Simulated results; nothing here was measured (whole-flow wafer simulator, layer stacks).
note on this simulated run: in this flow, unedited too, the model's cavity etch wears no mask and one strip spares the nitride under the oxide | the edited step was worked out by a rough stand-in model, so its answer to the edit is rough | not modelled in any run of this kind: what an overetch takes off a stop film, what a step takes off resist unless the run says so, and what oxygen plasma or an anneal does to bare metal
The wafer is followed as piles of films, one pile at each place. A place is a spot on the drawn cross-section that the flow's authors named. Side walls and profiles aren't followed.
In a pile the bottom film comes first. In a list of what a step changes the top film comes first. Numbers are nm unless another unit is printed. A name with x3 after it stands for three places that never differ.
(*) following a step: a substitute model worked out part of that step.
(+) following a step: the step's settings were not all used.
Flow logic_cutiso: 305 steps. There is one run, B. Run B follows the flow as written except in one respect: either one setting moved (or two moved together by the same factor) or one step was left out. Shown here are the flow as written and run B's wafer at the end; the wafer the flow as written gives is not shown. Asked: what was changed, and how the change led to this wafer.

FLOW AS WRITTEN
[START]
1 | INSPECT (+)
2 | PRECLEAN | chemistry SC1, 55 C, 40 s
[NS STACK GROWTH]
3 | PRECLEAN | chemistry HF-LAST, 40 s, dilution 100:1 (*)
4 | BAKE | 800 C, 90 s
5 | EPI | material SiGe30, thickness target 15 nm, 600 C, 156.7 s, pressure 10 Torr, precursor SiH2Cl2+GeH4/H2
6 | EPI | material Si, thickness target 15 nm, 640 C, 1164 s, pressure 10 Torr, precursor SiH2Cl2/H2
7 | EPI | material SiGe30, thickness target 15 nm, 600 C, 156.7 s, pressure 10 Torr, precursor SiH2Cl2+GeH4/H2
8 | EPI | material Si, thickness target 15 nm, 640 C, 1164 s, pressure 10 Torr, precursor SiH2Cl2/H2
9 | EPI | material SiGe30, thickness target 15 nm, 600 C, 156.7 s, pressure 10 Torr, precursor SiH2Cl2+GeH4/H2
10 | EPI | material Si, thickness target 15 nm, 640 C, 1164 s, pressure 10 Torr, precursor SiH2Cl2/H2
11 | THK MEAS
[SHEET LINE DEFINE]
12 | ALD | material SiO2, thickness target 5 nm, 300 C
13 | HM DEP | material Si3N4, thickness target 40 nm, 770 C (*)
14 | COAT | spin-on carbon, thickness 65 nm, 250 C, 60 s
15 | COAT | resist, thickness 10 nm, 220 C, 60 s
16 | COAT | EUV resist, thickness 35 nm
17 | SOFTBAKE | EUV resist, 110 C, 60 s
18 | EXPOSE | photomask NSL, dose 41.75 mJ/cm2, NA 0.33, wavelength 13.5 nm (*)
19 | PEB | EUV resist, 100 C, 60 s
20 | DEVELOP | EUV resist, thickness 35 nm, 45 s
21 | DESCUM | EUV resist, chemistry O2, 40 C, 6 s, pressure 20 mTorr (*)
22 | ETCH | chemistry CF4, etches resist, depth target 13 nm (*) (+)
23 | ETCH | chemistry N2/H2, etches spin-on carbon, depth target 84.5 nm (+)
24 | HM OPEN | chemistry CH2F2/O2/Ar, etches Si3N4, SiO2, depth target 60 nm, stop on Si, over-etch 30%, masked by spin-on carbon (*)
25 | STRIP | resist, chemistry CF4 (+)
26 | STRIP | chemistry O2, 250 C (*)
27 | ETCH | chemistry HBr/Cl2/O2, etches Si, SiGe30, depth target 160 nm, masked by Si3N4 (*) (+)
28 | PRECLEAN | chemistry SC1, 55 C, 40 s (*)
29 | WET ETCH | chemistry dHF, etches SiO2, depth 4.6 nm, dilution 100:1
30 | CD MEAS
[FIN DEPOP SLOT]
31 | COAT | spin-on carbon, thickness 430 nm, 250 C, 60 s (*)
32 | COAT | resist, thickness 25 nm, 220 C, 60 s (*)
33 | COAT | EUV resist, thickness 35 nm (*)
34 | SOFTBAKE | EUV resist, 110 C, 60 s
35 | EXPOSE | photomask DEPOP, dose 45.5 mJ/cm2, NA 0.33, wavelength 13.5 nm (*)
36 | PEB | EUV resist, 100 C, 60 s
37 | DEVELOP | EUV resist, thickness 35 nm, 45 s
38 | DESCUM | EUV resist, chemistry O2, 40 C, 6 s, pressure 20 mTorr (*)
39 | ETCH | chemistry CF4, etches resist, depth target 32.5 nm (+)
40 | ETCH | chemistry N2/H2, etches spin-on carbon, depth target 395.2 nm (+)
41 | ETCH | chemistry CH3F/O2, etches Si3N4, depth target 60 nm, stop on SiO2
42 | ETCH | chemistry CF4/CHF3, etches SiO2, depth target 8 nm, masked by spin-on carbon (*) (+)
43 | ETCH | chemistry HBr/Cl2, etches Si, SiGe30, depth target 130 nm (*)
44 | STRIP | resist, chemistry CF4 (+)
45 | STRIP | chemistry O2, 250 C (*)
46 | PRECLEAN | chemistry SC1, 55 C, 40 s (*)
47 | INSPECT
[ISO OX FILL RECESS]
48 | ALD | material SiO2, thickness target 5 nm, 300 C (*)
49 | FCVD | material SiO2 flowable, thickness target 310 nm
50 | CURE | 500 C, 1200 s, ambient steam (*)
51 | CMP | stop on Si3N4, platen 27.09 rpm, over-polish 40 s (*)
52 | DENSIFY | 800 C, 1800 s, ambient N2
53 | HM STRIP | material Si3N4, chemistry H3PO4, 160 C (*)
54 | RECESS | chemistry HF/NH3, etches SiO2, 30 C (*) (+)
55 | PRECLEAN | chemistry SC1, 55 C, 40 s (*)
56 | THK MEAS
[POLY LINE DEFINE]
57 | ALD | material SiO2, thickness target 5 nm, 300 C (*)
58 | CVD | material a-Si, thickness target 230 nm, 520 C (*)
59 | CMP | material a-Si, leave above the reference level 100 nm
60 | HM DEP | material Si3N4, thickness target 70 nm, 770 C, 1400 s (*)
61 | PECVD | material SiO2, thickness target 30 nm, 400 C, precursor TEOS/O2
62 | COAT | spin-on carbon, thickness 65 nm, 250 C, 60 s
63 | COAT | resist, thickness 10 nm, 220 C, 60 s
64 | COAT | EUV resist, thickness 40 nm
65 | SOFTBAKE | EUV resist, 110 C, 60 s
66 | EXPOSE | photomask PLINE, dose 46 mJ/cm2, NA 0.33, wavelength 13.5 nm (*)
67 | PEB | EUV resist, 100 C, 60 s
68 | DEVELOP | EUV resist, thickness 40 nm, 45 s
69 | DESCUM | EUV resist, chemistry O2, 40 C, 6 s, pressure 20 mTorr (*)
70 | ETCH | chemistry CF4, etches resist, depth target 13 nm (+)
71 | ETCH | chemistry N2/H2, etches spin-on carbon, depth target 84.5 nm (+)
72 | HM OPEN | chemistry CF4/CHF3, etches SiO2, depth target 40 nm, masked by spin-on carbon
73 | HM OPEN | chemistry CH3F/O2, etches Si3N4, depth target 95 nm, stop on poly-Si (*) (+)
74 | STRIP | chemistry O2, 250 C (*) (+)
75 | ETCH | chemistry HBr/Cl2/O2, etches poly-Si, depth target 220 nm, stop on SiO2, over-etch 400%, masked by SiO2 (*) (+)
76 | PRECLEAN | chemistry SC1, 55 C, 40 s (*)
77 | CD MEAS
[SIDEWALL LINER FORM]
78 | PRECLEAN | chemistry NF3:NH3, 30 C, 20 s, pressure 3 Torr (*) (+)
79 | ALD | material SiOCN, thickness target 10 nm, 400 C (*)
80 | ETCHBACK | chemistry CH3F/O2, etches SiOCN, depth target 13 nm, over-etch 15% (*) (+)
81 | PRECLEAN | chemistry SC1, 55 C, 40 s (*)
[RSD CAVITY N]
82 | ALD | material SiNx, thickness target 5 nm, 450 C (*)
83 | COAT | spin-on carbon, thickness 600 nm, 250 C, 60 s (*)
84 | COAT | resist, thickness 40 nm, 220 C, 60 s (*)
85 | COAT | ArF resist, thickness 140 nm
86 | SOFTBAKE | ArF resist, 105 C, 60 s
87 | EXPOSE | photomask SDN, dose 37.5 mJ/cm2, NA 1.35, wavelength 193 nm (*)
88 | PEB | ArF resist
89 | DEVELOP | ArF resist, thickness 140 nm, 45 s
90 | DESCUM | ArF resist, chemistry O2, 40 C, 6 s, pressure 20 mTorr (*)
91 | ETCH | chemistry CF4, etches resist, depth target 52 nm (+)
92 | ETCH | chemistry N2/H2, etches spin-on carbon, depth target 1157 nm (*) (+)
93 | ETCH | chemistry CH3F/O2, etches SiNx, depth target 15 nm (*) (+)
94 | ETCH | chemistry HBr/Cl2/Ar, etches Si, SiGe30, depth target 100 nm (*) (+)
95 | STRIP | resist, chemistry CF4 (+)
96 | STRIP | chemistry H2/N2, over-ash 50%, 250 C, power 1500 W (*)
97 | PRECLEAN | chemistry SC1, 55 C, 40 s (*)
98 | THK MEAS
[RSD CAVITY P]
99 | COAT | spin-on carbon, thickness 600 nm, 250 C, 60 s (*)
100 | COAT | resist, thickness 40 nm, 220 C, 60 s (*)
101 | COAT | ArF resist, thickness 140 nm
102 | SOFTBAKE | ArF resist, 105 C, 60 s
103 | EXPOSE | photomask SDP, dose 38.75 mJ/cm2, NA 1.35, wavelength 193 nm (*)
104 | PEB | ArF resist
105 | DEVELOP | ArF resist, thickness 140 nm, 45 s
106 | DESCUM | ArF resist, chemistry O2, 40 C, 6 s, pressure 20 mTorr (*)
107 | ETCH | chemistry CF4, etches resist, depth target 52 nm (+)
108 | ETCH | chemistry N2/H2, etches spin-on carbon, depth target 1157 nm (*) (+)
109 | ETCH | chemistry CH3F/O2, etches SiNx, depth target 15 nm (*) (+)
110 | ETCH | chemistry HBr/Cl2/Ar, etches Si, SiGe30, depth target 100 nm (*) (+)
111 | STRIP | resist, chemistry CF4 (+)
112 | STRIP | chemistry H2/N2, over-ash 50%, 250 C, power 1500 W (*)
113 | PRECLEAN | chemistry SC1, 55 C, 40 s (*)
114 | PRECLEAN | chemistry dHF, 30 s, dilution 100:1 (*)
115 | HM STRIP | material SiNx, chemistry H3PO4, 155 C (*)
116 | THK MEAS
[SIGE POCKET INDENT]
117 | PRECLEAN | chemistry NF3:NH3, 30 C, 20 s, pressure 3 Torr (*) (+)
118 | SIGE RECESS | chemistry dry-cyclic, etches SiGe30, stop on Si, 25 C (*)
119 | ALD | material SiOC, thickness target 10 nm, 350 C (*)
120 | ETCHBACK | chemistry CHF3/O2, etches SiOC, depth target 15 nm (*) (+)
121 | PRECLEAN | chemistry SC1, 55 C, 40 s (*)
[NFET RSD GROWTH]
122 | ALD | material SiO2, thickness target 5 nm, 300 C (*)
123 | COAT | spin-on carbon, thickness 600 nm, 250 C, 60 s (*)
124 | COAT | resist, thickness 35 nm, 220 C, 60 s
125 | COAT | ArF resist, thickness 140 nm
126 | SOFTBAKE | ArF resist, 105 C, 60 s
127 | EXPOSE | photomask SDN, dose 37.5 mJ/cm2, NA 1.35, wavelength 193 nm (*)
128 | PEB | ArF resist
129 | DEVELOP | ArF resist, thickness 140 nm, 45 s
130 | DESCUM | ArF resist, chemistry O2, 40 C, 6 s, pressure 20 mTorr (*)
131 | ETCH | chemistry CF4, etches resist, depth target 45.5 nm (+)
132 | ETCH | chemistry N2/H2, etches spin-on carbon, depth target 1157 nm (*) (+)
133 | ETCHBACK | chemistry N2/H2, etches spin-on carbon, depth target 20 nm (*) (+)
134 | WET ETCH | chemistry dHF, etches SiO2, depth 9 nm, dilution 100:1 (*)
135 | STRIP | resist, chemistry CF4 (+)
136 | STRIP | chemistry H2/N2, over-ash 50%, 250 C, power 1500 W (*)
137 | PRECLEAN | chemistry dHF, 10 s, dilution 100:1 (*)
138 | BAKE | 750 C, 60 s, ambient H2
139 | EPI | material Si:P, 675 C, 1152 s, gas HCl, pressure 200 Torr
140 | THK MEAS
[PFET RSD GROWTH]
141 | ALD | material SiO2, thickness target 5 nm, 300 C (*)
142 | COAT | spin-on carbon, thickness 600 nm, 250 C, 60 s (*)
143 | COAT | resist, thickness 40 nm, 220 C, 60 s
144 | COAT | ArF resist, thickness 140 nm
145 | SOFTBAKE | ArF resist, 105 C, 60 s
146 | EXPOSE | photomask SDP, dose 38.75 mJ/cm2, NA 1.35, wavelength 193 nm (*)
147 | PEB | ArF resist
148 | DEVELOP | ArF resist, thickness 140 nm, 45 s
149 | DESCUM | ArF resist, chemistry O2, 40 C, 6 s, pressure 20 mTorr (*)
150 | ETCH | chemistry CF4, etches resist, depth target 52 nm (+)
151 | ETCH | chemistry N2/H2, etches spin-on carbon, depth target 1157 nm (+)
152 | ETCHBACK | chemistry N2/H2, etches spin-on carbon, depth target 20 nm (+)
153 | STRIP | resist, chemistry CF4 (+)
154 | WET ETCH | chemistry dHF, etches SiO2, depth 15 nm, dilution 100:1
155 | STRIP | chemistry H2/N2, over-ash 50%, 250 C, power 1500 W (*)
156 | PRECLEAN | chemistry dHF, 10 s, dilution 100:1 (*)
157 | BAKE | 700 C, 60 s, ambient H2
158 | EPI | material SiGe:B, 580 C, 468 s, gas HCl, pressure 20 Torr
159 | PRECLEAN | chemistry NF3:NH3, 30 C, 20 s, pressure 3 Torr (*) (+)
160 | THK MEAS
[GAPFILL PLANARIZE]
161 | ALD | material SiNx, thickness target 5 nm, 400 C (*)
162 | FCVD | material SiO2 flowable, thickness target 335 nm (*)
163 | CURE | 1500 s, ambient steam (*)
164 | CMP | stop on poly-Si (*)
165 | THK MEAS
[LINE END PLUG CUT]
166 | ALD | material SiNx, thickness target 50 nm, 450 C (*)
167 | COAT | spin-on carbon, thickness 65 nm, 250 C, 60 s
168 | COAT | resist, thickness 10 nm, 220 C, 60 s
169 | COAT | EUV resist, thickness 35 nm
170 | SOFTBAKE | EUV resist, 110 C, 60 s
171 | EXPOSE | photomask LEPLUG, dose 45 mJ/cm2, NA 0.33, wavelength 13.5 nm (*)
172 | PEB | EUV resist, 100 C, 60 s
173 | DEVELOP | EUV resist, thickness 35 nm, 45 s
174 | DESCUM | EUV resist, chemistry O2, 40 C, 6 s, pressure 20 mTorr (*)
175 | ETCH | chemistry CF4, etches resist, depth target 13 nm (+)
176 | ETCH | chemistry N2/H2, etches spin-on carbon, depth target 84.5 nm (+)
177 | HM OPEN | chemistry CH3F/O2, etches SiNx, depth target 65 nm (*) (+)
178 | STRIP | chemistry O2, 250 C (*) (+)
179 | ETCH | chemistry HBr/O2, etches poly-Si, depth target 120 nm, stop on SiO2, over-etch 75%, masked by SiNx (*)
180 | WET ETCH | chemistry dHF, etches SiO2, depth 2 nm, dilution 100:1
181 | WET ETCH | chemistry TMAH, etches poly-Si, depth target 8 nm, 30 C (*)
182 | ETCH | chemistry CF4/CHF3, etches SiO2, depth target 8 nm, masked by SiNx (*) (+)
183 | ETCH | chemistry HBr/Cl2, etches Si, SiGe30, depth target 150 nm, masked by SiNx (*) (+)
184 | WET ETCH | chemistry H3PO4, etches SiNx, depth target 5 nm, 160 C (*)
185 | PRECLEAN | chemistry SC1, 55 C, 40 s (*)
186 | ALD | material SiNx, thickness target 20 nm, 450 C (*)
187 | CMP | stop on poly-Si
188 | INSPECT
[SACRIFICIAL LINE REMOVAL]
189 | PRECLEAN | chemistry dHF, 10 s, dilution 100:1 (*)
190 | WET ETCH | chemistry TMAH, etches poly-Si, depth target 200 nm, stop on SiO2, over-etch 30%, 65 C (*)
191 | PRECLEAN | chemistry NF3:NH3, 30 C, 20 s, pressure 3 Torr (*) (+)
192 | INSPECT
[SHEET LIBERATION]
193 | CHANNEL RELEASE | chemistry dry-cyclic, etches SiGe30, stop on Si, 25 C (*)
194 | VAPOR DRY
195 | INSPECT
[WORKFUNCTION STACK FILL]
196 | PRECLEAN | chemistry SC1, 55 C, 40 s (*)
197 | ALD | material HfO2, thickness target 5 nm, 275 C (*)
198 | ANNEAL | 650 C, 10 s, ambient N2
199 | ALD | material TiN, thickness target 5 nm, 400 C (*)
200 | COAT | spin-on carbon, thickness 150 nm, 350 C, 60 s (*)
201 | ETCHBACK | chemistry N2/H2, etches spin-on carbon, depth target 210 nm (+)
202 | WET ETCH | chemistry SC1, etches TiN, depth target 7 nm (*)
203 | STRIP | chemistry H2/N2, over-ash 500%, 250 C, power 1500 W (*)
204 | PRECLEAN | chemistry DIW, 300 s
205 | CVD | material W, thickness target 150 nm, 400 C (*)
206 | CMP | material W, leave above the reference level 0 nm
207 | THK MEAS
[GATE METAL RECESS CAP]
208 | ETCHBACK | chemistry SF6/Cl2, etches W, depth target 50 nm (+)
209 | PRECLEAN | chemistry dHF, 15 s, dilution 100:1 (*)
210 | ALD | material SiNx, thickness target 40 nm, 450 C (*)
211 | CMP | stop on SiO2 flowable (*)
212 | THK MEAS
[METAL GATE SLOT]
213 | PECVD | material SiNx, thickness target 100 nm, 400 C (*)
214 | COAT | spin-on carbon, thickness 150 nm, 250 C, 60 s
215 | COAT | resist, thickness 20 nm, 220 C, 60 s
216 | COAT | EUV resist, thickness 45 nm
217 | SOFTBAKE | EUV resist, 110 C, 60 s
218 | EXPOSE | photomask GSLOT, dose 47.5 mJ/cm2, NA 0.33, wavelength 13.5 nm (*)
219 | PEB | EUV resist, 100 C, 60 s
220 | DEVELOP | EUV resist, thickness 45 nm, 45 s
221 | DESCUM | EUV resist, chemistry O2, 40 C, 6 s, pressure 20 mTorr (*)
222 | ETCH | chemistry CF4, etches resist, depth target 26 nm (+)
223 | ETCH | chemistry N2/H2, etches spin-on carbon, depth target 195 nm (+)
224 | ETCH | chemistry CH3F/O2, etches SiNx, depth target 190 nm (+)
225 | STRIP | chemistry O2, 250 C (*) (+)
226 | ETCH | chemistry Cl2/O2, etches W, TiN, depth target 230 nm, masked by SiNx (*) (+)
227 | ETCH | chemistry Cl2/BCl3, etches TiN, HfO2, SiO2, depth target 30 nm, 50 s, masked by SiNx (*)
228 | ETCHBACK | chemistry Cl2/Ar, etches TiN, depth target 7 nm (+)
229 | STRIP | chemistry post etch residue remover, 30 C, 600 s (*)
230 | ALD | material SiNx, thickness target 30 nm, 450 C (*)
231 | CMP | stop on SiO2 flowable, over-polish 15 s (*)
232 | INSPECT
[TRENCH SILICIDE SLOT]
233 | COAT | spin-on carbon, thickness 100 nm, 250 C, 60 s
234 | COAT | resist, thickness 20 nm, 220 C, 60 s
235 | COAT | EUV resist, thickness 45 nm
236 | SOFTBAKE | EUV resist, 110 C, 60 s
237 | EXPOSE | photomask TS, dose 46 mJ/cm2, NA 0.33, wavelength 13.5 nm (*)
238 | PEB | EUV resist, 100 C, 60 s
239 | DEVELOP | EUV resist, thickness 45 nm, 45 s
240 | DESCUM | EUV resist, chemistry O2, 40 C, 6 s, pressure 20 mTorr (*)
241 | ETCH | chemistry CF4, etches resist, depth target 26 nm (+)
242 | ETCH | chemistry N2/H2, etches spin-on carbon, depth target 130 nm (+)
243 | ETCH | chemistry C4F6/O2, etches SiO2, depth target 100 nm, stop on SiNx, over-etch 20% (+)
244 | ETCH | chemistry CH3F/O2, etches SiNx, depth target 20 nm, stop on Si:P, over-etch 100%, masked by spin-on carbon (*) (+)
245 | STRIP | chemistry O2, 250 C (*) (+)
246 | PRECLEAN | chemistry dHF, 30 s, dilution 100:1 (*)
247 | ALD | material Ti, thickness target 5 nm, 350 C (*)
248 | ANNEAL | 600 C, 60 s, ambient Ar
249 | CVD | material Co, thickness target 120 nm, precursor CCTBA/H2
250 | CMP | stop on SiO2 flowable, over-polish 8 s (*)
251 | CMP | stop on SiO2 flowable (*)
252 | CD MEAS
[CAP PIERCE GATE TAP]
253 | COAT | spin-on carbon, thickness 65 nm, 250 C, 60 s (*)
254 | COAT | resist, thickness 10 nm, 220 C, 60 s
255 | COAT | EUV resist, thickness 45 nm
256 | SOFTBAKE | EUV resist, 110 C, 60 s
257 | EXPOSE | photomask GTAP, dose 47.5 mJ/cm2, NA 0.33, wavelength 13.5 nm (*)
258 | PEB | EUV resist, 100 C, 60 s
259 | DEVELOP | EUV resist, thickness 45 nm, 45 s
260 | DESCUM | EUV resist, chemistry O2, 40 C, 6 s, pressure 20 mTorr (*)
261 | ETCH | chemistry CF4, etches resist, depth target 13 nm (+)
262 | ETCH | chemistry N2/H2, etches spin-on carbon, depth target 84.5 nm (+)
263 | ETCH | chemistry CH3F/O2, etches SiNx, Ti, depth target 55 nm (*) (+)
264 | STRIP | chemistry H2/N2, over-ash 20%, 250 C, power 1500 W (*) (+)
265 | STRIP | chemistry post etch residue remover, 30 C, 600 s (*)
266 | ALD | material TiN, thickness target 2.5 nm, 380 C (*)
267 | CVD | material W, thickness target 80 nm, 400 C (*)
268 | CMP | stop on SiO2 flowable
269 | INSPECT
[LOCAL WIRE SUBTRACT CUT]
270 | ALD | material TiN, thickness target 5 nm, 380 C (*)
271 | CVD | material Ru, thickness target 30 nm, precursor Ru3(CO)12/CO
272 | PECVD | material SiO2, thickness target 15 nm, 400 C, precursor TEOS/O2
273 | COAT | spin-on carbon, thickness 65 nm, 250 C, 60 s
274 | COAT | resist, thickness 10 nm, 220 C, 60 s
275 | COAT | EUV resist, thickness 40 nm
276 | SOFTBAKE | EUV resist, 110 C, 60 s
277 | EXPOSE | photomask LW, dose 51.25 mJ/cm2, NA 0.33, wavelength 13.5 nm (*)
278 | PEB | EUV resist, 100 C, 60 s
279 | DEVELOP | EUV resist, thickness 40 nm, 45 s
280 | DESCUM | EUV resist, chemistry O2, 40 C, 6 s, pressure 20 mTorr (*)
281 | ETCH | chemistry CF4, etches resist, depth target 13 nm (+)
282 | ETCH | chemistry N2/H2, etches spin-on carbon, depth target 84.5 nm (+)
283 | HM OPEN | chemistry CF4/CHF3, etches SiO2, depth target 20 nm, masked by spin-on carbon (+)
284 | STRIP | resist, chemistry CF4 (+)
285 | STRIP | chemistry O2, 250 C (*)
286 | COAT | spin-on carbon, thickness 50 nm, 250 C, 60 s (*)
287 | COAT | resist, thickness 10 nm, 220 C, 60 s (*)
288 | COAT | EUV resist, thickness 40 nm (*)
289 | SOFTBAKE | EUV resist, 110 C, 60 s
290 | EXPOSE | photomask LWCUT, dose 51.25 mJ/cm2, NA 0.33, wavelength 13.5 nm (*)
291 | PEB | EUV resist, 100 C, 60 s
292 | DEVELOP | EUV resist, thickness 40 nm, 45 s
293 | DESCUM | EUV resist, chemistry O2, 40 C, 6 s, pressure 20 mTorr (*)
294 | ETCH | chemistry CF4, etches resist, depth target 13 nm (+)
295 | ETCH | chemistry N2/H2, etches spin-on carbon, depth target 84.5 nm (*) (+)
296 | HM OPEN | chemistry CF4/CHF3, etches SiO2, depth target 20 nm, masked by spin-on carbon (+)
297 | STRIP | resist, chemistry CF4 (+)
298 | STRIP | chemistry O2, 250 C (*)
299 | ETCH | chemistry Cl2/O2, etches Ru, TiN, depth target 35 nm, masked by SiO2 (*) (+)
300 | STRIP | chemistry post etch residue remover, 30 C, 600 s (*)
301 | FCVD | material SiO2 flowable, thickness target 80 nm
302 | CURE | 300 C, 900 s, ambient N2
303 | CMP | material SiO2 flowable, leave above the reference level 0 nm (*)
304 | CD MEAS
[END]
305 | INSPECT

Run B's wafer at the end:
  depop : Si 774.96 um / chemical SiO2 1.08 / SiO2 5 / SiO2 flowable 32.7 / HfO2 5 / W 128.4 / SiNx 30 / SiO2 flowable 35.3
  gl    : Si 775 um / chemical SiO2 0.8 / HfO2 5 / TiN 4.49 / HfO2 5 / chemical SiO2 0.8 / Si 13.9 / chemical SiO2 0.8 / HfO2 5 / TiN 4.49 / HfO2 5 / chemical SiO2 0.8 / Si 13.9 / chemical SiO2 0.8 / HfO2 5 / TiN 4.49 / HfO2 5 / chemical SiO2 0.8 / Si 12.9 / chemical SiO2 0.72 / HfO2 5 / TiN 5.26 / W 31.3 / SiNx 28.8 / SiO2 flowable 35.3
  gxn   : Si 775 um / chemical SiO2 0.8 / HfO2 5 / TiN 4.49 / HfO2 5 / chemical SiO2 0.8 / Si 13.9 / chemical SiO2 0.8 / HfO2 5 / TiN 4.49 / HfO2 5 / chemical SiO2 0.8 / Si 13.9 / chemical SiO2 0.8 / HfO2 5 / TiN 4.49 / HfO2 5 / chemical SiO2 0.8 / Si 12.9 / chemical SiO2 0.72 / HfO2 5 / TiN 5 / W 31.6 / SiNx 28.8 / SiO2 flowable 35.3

The reason: step 162, FCVD: thickness target 150.8 nm was run, though the flow has thickness target 335 nm.

Step by step, how the change led to this:
  162 | FCVD | material SiO2 flowable, thickness target 335 nm (*)
      depop, dpovl, isow, ns, nsgap: +150.8 SiO2 flowable (new film) (it would be, as written: +335 SiO2 flowable (new film))
      rsdn, rsdp, rsdw, rsdx: +239.7 SiO2 flowable (new film) (it would be, as written: +423.9 SiO2 flowable (new film))
      (as well as at 13 more places)
  163 | CURE | 1500 s, ambient steam (*)
      depop, dpovl, isow, ns, nsgap: -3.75 SiO2 flowable (it would be, as written: -8.24 SiO2 flowable)
      lnrt, rsdn, tap: -3.16 SiO2 flowable (it would be, as written: -7.43 SiO2 flowable)
      (as well as at 14 more places)
  164 | CMP | stop on poly-Si (*)
      depop, dpovl, isow, ns, nsgap: -147 SiO2 flowable (all of it), -5 SiNx (all of it), -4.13 SiO2 (all of it), -70 Si3N4 (all of it) (it would be, as written: -326.8 SiO2 flowable (all of it), -5 SiNx (all of it), -4.13 SiO2 (all of it), -70 Si3N4 (all of it))
      gl, tap: -90.8 SiO2 flowable (all of it), -5 SiNx (all of it), -55.3 Si3N4 (all of it) (it would be, as written: -270.7 SiO2 flowable (all of it), -5 SiNx (all of it), -55.3 Si3N4 (all of it))
      (as well as at 15 more places)
  250 | CMP | stop on SiO2 flowable, over-polish 8 s (*)
      iso: -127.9 Co (all of it) (it would be, as written: -127.1 Co)
  251 | CMP | stop on SiO2 flowable (*)
      iso: -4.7 Ti (it would be, as written: -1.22 Co (all of it), -4.34 Ti)
